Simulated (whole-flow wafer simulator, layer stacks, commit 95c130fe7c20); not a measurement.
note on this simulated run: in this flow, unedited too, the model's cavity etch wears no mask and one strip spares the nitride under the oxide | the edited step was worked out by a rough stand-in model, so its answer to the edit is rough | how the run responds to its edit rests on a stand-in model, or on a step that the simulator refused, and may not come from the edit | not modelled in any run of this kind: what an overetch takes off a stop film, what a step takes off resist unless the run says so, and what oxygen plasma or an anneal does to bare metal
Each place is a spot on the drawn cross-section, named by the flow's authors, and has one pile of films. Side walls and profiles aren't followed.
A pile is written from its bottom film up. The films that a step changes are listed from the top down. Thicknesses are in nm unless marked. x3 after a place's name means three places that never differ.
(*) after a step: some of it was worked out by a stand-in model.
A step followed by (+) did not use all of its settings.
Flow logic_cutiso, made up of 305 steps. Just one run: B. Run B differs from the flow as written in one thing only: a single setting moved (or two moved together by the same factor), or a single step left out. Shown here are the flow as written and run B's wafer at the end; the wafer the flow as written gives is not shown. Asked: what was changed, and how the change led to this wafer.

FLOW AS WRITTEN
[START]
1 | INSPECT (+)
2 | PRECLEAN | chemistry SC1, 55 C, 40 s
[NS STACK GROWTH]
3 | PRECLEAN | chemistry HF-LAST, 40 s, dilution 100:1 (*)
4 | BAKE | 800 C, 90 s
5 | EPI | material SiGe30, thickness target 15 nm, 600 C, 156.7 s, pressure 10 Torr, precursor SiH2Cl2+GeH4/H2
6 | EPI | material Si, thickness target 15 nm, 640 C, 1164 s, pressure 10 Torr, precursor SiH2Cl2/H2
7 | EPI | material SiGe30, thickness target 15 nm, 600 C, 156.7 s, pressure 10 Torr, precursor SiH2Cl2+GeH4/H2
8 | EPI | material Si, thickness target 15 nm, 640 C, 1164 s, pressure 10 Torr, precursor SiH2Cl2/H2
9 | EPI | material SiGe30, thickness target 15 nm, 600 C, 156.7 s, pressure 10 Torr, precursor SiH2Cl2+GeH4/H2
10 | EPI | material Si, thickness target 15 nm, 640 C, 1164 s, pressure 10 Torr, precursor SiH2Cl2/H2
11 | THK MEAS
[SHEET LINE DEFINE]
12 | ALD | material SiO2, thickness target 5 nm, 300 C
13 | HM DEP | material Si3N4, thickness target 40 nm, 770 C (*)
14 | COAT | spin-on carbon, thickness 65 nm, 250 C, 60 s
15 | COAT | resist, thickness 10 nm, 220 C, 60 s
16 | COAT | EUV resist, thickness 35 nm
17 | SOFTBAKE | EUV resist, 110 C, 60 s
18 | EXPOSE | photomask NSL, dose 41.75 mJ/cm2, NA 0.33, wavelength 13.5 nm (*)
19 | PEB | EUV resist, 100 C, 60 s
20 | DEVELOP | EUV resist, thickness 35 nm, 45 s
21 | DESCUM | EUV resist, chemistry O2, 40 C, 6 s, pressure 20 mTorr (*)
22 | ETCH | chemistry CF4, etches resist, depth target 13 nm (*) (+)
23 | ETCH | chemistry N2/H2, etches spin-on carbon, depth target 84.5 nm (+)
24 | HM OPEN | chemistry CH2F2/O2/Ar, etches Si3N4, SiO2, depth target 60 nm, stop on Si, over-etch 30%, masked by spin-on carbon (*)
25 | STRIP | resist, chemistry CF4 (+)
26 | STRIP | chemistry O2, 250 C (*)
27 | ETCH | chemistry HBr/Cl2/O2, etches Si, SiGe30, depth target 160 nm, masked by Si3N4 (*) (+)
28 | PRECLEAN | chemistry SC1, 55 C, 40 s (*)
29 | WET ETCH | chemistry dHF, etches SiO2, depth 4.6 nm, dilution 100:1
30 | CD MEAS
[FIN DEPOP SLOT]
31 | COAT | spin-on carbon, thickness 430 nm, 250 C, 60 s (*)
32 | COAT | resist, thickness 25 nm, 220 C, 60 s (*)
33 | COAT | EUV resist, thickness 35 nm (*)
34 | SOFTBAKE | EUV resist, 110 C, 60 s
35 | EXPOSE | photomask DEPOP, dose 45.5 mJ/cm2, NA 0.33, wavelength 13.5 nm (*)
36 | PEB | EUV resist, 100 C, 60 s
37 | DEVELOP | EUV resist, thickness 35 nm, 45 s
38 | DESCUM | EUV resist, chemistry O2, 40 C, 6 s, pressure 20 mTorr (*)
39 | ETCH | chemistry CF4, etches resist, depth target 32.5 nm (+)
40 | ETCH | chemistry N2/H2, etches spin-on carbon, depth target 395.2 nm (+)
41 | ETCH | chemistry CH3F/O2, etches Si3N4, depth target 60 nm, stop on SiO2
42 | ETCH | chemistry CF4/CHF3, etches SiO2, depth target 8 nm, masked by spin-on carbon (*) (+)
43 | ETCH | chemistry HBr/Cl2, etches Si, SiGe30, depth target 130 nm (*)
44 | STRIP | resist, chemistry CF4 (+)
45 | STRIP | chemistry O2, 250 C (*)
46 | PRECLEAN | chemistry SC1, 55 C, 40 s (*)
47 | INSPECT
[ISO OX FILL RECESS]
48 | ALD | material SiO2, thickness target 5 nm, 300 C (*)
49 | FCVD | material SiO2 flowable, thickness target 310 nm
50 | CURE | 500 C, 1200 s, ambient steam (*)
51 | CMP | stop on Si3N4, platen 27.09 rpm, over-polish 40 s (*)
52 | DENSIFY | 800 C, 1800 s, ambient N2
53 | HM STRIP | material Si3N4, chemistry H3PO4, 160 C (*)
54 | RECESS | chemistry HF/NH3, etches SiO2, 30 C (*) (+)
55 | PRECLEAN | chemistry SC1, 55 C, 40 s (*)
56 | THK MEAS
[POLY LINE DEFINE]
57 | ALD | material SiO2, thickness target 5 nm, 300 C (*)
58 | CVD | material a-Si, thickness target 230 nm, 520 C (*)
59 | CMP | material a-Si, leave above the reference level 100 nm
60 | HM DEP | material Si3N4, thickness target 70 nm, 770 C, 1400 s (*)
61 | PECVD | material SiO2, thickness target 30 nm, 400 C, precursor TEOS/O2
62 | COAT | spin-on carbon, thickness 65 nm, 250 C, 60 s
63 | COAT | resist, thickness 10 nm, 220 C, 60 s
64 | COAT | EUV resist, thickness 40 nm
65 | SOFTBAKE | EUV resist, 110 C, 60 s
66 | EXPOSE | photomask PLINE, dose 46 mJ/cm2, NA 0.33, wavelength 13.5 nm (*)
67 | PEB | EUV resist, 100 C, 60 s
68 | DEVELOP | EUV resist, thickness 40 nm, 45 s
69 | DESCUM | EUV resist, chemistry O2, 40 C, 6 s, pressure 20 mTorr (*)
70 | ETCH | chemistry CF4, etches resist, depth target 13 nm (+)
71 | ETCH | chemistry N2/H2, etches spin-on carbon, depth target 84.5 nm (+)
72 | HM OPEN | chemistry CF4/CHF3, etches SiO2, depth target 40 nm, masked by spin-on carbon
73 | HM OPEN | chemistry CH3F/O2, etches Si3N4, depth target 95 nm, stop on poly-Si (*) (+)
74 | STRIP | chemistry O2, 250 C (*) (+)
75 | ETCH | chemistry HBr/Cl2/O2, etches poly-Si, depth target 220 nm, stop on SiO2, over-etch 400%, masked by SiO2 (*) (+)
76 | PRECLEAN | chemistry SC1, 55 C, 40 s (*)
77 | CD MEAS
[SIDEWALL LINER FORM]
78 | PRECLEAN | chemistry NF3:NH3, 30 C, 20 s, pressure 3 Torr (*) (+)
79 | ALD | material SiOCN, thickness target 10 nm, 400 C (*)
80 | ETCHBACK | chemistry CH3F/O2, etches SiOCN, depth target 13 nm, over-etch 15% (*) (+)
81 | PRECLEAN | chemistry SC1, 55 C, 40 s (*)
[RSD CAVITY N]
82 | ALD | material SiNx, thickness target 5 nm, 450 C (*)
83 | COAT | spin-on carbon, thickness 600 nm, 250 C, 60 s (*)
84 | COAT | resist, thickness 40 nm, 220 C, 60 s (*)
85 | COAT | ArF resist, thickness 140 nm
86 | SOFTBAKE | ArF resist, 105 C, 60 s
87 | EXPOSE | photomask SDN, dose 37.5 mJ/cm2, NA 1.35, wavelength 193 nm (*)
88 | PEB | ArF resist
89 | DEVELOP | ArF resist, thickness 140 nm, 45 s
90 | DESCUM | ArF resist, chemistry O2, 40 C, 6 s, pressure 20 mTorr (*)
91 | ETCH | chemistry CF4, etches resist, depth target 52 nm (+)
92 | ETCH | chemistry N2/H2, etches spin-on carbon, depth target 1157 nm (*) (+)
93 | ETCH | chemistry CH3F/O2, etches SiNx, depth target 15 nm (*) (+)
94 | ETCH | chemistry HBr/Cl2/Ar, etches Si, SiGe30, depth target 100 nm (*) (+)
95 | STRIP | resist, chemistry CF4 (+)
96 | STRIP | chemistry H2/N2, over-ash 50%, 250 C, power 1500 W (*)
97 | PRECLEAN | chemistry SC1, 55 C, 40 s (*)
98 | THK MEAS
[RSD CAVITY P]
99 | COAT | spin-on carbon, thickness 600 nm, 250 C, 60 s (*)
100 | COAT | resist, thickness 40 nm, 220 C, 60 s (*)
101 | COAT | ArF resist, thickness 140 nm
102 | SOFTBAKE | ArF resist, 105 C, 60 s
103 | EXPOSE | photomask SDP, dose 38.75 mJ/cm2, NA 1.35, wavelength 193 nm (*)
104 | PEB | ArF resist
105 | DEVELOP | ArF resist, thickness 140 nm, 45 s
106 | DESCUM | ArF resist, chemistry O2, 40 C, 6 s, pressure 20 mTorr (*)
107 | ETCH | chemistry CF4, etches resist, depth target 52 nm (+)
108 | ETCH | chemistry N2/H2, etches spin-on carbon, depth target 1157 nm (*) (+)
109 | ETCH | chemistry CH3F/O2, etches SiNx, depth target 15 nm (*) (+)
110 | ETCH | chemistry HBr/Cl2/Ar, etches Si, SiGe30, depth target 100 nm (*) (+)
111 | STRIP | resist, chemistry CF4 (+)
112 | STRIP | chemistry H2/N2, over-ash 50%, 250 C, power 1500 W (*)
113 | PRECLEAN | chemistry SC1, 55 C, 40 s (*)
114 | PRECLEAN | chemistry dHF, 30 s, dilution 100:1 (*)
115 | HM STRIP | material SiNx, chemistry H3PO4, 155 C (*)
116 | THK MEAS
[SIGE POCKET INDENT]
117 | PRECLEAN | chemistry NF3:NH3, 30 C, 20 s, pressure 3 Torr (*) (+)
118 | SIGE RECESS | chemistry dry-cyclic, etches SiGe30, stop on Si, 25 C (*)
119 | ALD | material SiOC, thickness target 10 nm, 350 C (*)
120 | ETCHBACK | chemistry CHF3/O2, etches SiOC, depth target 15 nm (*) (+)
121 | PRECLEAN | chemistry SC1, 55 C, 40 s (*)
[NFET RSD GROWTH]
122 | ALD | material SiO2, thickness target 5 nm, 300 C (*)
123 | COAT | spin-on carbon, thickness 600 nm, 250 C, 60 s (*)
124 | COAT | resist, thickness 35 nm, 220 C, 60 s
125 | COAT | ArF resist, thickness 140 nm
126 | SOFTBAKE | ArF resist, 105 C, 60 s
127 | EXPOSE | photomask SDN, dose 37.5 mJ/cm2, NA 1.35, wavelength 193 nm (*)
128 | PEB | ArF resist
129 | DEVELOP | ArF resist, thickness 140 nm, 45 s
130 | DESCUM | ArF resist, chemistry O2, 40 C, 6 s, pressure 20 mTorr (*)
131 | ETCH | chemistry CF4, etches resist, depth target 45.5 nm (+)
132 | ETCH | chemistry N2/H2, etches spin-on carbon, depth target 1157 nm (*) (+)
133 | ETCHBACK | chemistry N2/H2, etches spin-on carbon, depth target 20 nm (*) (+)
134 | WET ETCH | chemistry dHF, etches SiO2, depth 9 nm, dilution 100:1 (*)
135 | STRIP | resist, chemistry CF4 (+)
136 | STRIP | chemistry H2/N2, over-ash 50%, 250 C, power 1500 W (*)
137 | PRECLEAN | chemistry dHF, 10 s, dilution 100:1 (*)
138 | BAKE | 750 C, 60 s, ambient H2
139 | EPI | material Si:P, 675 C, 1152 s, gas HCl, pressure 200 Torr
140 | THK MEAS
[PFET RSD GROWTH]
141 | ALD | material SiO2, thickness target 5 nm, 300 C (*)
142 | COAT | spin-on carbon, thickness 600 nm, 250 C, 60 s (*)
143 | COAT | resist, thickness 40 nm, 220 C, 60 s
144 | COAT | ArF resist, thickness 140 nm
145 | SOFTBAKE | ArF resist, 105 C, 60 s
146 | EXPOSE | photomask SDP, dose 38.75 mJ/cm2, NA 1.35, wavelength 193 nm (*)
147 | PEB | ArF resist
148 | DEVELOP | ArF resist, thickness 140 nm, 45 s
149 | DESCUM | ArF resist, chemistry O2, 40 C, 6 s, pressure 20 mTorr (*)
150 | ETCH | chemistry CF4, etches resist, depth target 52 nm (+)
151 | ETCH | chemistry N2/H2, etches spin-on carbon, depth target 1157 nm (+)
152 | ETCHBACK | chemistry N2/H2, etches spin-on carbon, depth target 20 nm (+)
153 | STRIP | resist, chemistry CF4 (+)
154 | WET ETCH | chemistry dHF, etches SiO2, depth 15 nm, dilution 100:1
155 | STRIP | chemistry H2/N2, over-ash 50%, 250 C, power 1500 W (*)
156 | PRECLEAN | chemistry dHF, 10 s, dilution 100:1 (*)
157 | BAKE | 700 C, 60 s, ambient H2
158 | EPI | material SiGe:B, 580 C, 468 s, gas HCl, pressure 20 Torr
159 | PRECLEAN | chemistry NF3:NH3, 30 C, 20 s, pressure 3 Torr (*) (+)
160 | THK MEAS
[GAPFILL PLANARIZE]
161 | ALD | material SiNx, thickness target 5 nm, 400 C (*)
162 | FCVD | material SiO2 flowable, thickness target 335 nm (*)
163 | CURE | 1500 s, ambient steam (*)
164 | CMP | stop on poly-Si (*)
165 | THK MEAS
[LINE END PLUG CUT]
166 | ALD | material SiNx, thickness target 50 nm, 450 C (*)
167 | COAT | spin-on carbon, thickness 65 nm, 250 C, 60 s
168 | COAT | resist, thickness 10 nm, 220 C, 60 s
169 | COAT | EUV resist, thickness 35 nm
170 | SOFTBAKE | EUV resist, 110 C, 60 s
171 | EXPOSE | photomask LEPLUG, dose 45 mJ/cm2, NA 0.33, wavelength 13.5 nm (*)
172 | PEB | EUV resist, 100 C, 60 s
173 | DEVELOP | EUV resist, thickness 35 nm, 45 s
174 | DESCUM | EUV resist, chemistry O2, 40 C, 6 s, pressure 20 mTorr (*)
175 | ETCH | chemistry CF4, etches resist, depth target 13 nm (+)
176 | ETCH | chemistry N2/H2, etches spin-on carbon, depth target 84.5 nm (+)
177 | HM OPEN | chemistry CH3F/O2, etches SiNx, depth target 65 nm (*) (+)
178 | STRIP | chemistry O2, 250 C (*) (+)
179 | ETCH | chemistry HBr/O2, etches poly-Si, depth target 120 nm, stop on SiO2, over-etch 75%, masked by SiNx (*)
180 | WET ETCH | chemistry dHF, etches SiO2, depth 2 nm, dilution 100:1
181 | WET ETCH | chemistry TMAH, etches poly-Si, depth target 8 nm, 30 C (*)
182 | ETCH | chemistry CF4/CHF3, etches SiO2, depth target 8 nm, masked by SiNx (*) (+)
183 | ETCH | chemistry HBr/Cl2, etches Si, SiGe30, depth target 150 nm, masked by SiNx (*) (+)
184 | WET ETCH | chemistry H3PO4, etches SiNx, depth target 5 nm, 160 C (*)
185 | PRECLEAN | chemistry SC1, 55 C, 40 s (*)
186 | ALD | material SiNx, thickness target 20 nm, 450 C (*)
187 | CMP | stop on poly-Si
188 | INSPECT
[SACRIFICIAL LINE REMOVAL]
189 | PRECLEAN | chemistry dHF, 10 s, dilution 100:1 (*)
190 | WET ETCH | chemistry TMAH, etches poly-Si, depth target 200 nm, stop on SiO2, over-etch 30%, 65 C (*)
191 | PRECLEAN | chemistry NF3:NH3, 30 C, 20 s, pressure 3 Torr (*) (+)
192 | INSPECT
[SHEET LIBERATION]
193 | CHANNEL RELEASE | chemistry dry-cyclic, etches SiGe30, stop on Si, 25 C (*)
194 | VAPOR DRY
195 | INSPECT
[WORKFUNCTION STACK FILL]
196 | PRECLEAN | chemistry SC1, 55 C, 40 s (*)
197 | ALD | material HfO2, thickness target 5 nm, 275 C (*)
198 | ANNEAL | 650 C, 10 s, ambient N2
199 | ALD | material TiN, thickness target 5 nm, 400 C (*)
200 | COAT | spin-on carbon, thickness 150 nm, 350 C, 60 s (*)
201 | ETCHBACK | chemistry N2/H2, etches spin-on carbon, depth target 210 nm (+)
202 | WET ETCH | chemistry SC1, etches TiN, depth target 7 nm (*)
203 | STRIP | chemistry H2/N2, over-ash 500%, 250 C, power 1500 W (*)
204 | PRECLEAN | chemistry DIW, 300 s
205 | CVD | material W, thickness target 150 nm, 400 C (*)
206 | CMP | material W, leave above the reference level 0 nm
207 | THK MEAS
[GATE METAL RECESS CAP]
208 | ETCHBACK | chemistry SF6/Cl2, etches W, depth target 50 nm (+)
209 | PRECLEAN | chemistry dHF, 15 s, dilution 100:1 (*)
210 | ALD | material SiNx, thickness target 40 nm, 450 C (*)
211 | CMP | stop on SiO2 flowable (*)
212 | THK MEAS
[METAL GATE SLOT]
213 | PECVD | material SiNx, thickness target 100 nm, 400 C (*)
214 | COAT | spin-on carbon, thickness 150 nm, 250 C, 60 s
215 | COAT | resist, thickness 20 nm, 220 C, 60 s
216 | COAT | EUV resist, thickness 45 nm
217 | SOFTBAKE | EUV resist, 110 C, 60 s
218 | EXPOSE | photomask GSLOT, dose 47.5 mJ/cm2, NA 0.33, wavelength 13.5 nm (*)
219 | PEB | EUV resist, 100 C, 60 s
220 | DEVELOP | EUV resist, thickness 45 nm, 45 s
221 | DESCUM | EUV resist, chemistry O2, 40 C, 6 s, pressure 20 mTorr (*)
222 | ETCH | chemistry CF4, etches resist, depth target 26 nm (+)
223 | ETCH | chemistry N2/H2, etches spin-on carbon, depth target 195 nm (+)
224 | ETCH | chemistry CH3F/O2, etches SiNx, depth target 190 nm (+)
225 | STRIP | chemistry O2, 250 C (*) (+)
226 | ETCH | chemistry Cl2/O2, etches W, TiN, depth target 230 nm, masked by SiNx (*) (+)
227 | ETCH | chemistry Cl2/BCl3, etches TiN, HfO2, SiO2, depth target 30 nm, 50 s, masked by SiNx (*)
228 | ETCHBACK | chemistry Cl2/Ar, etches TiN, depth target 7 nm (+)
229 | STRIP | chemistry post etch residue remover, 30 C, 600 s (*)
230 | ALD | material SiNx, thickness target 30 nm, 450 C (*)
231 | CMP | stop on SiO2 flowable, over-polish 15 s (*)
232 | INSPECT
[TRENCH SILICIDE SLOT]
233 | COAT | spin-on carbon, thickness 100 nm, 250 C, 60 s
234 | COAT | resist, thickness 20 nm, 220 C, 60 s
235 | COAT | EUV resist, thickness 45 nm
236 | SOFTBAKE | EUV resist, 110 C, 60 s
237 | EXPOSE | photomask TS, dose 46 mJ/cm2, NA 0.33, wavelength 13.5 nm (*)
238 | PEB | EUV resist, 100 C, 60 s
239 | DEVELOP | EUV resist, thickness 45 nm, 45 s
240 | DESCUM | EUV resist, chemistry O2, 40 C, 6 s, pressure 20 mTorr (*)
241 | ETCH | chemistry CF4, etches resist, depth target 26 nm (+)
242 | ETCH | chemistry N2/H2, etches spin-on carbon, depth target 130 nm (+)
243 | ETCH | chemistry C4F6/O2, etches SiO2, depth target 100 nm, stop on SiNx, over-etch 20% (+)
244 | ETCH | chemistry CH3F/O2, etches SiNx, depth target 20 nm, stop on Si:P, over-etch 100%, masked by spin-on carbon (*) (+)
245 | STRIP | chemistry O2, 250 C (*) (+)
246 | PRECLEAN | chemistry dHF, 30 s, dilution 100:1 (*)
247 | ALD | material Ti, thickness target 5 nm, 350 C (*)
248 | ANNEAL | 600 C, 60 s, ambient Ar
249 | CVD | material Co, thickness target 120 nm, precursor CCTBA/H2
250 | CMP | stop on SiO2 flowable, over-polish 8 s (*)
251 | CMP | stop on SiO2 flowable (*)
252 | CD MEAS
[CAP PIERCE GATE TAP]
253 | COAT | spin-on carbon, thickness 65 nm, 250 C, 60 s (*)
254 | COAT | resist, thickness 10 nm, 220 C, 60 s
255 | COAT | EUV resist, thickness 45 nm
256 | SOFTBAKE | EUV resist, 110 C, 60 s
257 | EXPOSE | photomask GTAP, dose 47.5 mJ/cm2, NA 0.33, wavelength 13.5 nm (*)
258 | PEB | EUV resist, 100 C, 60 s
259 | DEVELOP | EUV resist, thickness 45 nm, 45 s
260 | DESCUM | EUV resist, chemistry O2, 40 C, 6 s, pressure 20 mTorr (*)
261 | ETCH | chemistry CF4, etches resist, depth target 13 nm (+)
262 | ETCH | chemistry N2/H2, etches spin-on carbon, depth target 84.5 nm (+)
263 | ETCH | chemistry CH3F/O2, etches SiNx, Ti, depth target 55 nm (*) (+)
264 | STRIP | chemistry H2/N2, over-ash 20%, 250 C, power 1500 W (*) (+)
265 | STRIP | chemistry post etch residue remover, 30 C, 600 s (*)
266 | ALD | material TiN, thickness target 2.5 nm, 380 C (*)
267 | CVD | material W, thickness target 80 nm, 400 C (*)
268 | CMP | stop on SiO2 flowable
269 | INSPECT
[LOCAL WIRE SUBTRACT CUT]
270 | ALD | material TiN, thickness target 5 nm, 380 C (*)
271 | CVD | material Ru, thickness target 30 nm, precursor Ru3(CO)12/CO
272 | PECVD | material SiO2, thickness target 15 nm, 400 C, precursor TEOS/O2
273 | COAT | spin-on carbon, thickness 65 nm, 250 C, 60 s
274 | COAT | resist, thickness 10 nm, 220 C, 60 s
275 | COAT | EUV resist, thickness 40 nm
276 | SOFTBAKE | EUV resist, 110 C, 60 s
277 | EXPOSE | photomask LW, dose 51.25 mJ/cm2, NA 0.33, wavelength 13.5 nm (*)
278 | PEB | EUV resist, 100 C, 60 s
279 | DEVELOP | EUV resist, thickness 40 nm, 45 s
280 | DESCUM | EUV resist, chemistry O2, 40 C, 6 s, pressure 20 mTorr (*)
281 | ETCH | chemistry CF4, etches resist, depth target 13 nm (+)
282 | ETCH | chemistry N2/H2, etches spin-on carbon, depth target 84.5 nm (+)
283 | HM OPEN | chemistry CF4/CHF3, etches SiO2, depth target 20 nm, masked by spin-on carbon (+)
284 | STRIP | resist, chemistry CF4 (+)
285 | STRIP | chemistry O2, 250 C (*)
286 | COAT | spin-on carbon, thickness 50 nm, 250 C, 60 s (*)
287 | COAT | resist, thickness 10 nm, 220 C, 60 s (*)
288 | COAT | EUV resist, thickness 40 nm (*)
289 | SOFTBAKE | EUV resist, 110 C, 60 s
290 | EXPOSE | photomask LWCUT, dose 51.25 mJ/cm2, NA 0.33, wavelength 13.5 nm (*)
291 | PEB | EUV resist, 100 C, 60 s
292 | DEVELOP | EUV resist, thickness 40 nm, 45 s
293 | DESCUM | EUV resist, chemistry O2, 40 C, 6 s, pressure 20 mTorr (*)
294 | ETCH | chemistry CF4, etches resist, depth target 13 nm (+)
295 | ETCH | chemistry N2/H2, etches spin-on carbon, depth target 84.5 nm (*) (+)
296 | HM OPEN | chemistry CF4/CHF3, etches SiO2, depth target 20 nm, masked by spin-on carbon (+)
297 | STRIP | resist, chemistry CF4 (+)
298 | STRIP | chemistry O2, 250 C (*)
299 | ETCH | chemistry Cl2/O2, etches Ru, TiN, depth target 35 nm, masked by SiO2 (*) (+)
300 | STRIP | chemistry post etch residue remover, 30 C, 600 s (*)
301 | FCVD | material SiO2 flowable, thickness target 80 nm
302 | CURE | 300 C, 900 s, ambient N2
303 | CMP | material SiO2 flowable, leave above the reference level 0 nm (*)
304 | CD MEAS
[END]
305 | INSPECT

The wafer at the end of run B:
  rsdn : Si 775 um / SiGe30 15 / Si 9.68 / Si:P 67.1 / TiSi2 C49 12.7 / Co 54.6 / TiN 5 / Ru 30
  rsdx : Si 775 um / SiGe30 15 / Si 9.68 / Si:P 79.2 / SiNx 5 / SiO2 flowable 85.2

What caused this: step 94, ETCH: depth target 42.5 nm was run, whereas the flow has depth target 100 nm.

The path from the change to this, step by step:
  94 | ETCH | chemistry HBr/Cl2/Ar, etches Si, SiGe30, depth target 100 nm (*) (+)
      rsdn, rsdx: chemical SiO2 loses 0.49 (all of it), Si loses 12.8 (all of it), SiGe30 loses 15 (all of it), Si loses 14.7 (in the flow as written it would be: chemical SiO2 loses 0.49 (all of it), Si loses 12.8 (all of it), SiGe30 loses 15 (all of it), Si loses 15 (all of it), SiGe30 loses 15 (all of it), Si loses 15 (all of it), SiGe30 loses 15 (all of it), Si loses 12.2)
  99 | COAT | spin-on carbon, thickness 600 nm, 250 C, 60 s (*)
      rsdn, rsdx: spin-on carbon gains 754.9 (new film) (in the flow as written it would be: spin-on carbon gains 802.8 (new film))
  111 | STRIP | resist, chemistry CF4 (+)
      gl, gxf, gxn, lnr, lnrt, rsdn, rsdx: resist loses 13.5 (all of it) (in the flow as written it would be: resist loses 14.1 (all of it))
      plug: resist loses 13.4 (all of it) (in the flow as written it would be: resist loses 14 (all of it))
  112 | STRIP | chemistry H2/N2, over-ash 50%, 250 C, power 1500 W (*)
      rsdn, rsdx: spin-on carbon loses 754.9 (all of it) (in the flow as written it would be: spin-on carbon loses 802.8 (all of it))
  115 | HM STRIP | material SiNx, chemistry H3PO4, 155 C (*)
      rsdn, rsdx: chemical SiO2 gains 0.5 (new film), SiGe30 loses 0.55 (in the flow as written it would be: chemical SiO2 gains 0.5 (new film), Si loses 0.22)
  118 | SIGE RECESS | chemistry dry-cyclic, etches SiGe30, stop on Si, 25 C (*)
      rsdn, rsdx: SiGe30 loses 14.1 (all of it) (in the flow as written it would be: nothing)
  120 | ETCHBACK | chemistry CHF3/O2, etches SiOC, depth target 15 nm (*) (+)
      rsdn, rsdx: SiOC loses 10 (all of it), Si loses 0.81 (in the flow as written it would be: SiOC loses 10 (all of it))
  123 | COAT | spin-on carbon, thickness 600 nm, 250 C, 60 s (*)
      rsdn, rsdx: spin-on carbon gains 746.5 (new film) (in the flow as written it would be: spin-on carbon gains 783.3 (new film))
  132 | ETCH | chemistry N2/H2, etches spin-on carbon, depth target 1157 nm (*) (+)
      rsdn, rsdx: spin-on carbon loses 741.2 (all of it), SiO2 loses 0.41 (in the flow as written it would be: spin-on carbon loses 778.1 (all of it))
      depop, dpovl, gfld and 12 more: ArF resist loses 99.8 (all of it), resist loses 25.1 (in the flow as written it would be: ArF resist loses 99.8 (all of it), resist loses 25.7)
  135 | STRIP | resist, chemistry CF4 (+)
      rsdn, rsdx: Si loses 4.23 (in the flow as written it would be: nothing)
      depop, dpovl, isow, ns, nsgap, rsdp: resist loses 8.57 (all of it) (in the flow as written it would be: resist loses 7.93 (all of it))
      (and at 14 other places as well)
  139 | EPI | material Si:P, 675 C, 1152 s, gas HCl, pressure 200 Torr
      rsdn, rsdx: Si:P gains 79.2 (new film) (in the flow as written it would be: Si:P gains 116.9 (new film))
